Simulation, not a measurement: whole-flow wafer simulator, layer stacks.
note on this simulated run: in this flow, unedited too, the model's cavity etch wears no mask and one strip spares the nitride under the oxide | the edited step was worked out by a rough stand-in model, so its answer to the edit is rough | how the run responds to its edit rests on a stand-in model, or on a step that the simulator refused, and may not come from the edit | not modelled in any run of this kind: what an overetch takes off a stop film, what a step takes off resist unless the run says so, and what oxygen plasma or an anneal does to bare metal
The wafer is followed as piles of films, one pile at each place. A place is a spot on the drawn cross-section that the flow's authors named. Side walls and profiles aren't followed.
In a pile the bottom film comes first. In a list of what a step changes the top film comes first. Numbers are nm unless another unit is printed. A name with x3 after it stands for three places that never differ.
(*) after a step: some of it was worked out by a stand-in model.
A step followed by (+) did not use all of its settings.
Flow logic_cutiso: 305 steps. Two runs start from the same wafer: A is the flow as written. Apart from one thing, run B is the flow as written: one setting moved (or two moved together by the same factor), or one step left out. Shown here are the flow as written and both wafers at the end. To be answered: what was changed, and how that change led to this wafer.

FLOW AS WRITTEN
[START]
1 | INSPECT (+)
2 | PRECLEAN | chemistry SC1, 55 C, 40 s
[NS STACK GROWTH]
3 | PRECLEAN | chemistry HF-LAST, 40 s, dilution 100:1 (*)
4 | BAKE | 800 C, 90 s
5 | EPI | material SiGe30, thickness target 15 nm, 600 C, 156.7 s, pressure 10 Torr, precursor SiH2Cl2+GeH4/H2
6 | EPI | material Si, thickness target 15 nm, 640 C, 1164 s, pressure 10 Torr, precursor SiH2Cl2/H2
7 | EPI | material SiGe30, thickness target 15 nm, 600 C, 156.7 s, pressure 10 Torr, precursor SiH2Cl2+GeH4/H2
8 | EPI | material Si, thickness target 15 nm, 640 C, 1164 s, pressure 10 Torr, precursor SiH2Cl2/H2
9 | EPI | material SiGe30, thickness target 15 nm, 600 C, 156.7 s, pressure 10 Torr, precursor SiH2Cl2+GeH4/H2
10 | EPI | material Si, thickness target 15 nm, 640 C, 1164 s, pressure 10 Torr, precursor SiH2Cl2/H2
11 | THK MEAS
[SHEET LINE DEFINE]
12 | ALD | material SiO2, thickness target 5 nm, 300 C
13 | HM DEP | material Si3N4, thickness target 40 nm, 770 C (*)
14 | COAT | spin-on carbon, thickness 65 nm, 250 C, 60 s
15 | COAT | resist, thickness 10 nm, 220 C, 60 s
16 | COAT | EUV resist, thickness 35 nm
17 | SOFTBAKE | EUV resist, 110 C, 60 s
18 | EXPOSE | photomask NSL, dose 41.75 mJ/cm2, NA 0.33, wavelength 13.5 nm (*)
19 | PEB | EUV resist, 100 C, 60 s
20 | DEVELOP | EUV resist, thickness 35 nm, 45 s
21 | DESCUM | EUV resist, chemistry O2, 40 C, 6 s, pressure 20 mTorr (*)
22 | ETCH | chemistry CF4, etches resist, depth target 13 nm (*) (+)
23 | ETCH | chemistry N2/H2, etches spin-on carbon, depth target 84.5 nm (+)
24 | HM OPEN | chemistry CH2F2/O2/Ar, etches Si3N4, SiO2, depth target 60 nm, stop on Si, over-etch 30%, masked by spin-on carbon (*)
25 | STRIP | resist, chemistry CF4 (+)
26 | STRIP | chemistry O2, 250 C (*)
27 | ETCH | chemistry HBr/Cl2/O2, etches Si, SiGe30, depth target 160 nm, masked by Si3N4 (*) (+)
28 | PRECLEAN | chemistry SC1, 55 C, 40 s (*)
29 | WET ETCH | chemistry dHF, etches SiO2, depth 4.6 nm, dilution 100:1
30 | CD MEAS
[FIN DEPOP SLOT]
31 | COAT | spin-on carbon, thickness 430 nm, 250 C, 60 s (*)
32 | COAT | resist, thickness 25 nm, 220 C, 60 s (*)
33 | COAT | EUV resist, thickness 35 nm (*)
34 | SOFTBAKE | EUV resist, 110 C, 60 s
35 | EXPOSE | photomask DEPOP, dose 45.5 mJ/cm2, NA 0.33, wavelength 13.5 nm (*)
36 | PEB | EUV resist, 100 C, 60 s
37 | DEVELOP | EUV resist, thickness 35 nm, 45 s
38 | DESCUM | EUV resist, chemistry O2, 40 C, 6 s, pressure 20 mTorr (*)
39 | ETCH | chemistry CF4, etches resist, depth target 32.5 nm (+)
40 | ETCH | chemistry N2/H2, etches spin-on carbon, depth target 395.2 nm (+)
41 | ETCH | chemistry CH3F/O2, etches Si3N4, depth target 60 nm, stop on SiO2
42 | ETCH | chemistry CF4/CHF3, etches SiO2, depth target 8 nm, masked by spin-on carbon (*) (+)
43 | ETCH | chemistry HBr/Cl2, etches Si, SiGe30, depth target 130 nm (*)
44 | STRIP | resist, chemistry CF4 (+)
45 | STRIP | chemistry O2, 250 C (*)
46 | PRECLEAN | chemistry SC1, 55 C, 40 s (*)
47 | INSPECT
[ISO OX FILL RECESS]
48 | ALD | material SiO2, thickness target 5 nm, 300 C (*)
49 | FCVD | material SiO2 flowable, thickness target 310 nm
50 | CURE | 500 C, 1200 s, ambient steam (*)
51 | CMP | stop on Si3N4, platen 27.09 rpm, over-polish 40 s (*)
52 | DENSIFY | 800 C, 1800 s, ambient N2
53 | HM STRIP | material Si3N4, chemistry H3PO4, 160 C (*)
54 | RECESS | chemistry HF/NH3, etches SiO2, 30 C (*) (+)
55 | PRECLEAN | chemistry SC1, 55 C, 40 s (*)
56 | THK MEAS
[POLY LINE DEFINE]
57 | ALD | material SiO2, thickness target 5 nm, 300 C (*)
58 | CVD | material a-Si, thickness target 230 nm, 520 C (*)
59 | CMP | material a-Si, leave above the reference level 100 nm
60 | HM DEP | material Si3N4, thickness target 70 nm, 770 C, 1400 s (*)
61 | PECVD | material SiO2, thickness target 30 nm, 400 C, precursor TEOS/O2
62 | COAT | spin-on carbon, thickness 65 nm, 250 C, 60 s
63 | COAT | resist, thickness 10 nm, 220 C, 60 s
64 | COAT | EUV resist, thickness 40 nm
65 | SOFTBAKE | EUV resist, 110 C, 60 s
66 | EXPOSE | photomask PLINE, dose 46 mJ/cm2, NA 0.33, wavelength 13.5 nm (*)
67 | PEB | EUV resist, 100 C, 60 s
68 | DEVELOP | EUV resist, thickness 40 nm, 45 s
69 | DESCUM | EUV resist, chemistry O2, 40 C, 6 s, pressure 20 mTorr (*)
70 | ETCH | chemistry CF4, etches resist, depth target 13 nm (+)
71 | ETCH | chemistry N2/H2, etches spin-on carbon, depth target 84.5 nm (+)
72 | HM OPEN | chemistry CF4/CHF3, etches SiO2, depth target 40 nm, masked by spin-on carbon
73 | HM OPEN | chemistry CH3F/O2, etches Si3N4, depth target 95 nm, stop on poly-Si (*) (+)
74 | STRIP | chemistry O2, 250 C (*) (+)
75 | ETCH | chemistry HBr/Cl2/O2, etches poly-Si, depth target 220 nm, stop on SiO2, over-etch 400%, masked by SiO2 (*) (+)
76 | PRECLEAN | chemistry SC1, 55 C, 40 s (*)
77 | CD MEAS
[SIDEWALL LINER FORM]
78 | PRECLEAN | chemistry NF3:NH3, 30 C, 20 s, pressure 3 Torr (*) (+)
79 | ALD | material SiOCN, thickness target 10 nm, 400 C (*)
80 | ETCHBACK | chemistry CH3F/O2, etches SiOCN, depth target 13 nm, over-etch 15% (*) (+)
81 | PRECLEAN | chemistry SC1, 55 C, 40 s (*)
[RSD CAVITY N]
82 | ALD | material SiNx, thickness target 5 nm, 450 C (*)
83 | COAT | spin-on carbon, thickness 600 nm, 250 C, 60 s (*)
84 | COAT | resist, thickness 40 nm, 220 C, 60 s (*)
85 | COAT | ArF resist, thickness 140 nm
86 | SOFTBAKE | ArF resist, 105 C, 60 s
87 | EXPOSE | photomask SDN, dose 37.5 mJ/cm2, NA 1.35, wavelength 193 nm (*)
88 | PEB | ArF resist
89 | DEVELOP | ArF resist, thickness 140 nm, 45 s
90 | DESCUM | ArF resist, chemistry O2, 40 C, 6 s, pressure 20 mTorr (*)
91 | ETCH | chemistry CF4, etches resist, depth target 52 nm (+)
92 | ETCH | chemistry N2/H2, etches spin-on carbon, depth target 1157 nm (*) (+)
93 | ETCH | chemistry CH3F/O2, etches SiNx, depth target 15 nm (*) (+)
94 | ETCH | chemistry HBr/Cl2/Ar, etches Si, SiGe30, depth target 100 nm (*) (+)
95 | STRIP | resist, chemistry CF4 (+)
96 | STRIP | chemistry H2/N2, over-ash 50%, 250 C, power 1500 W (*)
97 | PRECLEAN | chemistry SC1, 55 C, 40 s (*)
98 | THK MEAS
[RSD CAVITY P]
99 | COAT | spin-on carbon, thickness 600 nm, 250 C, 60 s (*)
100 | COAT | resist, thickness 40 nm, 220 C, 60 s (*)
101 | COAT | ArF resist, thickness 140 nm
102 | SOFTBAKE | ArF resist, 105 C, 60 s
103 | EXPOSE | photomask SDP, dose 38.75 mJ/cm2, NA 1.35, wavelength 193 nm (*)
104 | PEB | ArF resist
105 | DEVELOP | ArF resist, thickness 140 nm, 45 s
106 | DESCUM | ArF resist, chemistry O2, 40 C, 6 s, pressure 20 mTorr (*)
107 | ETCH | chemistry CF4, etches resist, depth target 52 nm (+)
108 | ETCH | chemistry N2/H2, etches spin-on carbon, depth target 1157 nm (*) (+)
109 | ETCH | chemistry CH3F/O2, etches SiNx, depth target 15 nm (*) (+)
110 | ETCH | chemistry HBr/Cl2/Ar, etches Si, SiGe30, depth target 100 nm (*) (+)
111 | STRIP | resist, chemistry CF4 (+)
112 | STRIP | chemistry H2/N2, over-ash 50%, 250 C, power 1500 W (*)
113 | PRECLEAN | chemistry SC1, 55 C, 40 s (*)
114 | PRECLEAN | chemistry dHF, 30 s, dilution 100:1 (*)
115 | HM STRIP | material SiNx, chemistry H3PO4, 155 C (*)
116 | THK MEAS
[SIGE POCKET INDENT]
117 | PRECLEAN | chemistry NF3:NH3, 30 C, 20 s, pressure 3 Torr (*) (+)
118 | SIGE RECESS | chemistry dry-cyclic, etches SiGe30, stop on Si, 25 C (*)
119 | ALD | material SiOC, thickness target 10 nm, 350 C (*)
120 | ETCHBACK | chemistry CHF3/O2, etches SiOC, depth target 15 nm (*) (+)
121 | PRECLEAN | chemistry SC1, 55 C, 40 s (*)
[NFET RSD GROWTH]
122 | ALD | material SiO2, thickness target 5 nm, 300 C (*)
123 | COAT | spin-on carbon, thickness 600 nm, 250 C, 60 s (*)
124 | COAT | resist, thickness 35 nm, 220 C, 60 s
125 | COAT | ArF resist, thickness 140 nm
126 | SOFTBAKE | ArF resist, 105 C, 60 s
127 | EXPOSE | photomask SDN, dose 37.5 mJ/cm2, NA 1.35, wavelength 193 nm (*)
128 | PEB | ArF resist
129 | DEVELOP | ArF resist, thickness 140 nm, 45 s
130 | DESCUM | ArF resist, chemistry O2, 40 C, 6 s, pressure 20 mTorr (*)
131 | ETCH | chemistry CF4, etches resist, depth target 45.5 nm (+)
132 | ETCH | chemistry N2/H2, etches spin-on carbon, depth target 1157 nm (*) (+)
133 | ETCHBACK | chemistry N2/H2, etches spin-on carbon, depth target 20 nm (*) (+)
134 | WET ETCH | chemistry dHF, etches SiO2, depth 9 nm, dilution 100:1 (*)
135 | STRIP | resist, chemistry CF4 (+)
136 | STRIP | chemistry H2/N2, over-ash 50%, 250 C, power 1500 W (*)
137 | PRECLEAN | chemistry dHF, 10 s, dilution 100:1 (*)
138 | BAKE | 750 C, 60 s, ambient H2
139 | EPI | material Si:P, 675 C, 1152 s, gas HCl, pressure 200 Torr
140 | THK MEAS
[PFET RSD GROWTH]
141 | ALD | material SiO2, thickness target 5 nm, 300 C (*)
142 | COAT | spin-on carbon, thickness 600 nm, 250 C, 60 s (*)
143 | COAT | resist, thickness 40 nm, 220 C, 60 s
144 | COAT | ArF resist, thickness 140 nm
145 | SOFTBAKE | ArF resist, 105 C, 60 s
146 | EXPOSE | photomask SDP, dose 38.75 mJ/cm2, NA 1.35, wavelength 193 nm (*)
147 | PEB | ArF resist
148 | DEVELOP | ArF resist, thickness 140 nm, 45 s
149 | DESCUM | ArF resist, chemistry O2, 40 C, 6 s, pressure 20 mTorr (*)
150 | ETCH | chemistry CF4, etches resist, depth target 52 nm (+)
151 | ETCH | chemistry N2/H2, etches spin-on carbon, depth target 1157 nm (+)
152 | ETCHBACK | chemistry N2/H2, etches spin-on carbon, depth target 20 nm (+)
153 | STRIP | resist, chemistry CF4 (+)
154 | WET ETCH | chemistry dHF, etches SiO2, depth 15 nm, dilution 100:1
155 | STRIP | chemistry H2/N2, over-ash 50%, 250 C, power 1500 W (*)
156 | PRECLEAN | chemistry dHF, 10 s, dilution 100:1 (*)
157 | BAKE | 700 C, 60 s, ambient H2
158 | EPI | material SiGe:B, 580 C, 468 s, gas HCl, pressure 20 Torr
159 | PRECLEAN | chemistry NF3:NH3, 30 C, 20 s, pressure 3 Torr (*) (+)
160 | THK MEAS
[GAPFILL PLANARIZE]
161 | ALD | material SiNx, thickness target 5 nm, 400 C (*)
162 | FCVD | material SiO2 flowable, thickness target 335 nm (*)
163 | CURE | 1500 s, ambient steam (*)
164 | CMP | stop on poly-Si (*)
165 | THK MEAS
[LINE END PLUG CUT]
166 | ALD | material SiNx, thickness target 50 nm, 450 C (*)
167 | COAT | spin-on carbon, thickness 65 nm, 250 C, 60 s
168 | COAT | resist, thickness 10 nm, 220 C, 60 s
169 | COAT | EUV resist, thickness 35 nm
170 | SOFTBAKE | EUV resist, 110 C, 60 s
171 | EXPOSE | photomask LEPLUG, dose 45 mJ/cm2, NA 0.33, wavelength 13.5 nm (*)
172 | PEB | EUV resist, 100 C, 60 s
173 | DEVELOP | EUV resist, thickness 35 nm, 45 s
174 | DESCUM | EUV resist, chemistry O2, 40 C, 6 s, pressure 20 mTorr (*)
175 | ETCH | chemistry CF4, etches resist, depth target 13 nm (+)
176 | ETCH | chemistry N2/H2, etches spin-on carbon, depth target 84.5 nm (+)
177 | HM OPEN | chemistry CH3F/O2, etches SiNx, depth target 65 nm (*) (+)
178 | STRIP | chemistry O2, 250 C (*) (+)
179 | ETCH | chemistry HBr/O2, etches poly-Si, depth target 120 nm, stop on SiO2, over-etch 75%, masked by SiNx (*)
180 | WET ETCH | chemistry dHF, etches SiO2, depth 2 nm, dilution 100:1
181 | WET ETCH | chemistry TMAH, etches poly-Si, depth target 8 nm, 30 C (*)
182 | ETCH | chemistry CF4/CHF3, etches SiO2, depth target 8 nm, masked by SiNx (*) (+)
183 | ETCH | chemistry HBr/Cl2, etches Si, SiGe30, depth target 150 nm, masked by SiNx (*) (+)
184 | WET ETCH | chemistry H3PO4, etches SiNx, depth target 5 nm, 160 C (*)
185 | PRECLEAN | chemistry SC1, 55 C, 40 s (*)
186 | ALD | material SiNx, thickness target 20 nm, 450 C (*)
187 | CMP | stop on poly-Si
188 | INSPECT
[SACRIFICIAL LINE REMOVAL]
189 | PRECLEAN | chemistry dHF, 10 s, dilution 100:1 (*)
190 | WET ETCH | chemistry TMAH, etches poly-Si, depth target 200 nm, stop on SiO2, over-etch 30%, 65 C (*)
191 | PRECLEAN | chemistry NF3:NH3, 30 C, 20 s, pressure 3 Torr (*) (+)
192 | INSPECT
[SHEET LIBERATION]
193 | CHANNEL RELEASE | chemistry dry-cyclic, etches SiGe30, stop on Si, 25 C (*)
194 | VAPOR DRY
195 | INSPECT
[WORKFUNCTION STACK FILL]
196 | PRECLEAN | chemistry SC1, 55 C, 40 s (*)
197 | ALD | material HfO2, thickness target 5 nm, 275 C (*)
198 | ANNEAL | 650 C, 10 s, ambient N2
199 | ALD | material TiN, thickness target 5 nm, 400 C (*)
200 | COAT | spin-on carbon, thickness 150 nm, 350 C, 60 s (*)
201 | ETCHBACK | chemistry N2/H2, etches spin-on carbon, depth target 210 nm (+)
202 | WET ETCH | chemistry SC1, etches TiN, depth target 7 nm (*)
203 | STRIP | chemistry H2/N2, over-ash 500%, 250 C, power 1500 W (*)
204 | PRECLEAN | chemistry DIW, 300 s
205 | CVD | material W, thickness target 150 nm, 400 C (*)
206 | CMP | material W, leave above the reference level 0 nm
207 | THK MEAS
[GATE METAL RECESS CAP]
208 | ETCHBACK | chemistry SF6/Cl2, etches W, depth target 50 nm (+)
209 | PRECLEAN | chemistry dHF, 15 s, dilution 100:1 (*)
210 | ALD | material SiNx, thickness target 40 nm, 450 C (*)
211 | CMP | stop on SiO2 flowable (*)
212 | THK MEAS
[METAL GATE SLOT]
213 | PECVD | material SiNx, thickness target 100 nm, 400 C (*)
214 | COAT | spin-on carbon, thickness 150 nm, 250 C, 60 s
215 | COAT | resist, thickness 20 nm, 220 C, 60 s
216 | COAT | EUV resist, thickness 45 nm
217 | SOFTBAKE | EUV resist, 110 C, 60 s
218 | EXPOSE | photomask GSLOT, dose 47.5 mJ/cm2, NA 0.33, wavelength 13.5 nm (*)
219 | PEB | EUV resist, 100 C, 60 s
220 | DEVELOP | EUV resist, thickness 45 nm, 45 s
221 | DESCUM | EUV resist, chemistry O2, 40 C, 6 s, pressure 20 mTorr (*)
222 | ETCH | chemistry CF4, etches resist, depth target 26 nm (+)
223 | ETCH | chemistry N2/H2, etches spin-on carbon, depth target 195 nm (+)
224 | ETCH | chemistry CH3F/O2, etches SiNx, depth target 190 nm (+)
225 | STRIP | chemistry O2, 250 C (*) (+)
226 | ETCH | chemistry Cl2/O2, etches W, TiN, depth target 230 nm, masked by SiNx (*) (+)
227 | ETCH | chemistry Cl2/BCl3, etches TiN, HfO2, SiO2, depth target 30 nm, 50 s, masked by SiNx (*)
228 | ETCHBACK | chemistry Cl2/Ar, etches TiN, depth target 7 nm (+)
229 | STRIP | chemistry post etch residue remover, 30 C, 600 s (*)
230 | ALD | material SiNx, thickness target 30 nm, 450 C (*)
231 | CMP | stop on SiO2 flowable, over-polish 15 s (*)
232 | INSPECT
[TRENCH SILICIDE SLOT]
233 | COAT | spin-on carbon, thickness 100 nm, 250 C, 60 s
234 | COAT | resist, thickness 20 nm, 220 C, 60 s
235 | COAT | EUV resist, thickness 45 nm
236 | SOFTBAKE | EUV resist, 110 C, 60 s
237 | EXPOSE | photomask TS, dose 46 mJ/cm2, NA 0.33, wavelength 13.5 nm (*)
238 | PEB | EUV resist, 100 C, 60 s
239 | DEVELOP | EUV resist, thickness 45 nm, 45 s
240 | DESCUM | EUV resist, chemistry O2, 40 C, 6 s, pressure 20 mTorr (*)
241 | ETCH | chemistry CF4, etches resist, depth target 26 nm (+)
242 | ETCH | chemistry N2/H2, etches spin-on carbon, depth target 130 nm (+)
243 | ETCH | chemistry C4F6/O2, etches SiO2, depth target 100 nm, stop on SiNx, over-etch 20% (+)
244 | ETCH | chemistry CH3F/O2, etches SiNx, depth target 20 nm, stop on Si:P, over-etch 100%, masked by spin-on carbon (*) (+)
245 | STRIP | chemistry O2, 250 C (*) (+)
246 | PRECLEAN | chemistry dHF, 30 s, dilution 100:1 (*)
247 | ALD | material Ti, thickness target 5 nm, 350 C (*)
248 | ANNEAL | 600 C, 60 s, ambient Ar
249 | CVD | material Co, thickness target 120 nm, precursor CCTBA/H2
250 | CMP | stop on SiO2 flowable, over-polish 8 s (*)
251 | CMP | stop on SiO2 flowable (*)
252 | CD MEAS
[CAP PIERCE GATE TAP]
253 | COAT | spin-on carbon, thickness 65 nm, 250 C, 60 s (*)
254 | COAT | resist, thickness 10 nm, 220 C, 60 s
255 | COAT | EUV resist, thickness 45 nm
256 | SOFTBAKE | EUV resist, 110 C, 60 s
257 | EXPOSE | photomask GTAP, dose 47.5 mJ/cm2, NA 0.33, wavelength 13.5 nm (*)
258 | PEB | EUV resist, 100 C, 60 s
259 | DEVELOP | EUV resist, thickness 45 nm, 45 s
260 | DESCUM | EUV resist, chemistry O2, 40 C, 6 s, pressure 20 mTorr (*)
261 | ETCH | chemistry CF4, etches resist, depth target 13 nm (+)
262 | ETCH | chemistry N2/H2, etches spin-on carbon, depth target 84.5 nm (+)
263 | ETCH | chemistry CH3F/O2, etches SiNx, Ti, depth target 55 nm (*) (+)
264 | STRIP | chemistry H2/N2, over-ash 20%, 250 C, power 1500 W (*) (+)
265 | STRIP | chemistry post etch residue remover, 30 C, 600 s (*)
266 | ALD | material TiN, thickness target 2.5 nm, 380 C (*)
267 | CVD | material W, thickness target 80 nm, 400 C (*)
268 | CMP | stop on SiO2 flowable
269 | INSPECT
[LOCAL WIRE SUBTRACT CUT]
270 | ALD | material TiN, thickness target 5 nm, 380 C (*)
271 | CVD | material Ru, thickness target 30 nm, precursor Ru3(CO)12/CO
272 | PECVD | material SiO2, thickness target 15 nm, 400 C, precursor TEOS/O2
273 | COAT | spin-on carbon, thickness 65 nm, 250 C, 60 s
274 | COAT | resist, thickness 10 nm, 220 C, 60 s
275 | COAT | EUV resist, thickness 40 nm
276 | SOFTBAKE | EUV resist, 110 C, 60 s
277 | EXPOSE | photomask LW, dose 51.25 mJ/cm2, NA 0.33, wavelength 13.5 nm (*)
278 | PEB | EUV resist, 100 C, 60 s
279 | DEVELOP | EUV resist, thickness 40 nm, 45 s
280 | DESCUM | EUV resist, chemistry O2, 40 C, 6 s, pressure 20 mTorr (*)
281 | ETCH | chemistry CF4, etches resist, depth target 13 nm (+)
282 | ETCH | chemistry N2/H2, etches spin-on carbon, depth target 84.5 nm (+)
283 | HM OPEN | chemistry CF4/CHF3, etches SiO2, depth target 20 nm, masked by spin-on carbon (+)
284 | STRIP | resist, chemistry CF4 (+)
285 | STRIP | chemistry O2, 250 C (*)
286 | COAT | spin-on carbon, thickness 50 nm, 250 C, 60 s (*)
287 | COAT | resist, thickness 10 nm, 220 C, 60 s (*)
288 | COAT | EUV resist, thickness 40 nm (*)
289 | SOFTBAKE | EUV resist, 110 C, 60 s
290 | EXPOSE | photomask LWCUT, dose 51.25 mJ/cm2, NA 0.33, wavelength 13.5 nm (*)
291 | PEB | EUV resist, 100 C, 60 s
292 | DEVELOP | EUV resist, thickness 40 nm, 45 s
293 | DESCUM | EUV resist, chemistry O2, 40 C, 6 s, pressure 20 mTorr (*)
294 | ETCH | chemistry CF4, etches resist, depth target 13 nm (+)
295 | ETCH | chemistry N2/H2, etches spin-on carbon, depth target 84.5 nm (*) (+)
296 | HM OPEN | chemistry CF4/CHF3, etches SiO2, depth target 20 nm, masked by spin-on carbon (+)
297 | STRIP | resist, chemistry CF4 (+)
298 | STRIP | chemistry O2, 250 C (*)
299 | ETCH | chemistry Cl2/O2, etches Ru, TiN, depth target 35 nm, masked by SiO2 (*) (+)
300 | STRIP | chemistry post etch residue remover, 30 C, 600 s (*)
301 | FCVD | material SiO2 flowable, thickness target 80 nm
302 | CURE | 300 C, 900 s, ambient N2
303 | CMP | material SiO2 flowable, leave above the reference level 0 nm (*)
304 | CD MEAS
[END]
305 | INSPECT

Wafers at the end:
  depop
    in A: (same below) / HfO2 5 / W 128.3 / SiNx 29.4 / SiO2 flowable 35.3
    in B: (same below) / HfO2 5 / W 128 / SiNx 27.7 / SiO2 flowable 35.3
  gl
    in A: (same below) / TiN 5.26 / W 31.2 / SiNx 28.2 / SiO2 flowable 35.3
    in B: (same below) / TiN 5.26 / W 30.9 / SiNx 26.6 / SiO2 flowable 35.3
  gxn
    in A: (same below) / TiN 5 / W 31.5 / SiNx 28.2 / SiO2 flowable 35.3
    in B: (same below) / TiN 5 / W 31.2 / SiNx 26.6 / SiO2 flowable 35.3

Cause: step 162, FCVD: thickness target 469 nm was run, whereas the flow has thickness target 335 nm.

Step by step, how the change led to this:
  162 | FCVD | material SiO2 flowable, thickness target 335 nm (*)
      depop, dpovl, isow, ns, nsgap: A SiO2 flowable gains 335 (new film) | B SiO2 flowable gains 469 (new film)
      rsdn, rsdp, rsdw, rsdx: A SiO2 flowable gains 423.9 (new film) | B SiO2 flowable gains 557.9 (new film)
      (as well as at 13 more places)
  163 | CURE | 1500 s, ambient steam (*)
      depop, dpovl, isow, ns, nsgap: A SiO2 flowable loses 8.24 | B SiO2 flowable loses 10.2
      gfld, iso, lnri: A SiO2 flowable loses 7.46 | B SiO2 flowable loses 9.63
      (as well as at 14 more places)
  164 | CMP | stop on poly-Si (*)
      depop, dpovl, isow, ns, nsgap: A SiO2 flowable loses 326.8 (all of it), SiNx loses 5 (all of it), SiO2 loses 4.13 (all of it), Si3N4 loses 70 (all of it) | B SiO2 flowable loses 458.8 (all of it), SiNx loses 5 (all of it), SiO2 loses 4.13 (all of it), Si3N4 loses 70 (all of it)
      iso, rsdn, rsdp, rsdx: A SiO2 flowable loses 331 | B SiO2 flowable loses 462.8
      (as well as at 13 more places)
  209 | PRECLEAN | chemistry dHF, 15 s, dilution 100:1 (*)
      iso: A SiO2 flowable loses 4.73 | B SiO2 flowable loses 5.29
  246 | PRECLEAN | chemistry dHF, 30 s, dilution 100:1 (*)
      iso: A SiO2 flowable loses 9.13 | B SiO2 flowable loses 10.3
      rsdx: A SiO2 flowable loses 8.73 | B SiO2 flowable loses 9.48
  250 | CMP | stop on SiO2 flowable, over-polish 8 s (*)
      rsdx: A Co loses 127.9 (all of it) | B Co loses 127.1
  251 | CMP | stop on SiO2 flowable (*)
      rsdx: A Ti loses 5 (all of it) | B Co loses 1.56 (all of it), Ti loses 4.08
      iso: A Co loses 1.22 (all of it), Ti loses 4.34 | B Co loses 2.41 (all of it), Ti loses 3.23
  265 | STRIP | chemistry post etch residue remover, 30 C, 600 s (*)
      rsdx: A nothing | B Ti loses 0.92 (all of it)
      iso: A Ti loses 0.66 (all of it) | B Ti loses 1.77 (all of it)
  268 | CMP | stop on SiO2 flowable
      depop, dpovl, gfld and 9 more: A W loses 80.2 (all of it), TiN loses 2.5 (all of it), SiNx loses 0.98 | B W loses 80.2 (all of it), TiN loses 2.5 (all of it), SiNx loses 2.17
      lnr, lnri, lnrp, lnrt: A W loses 80 (all of it), TiN loses 2.5 (all of it), SiOCN loses 1.22 | B W loses 80 (all of it), TiN loses 2.5 (all of it), SiOCN loses 2.41
      (as well as at 3 more places)
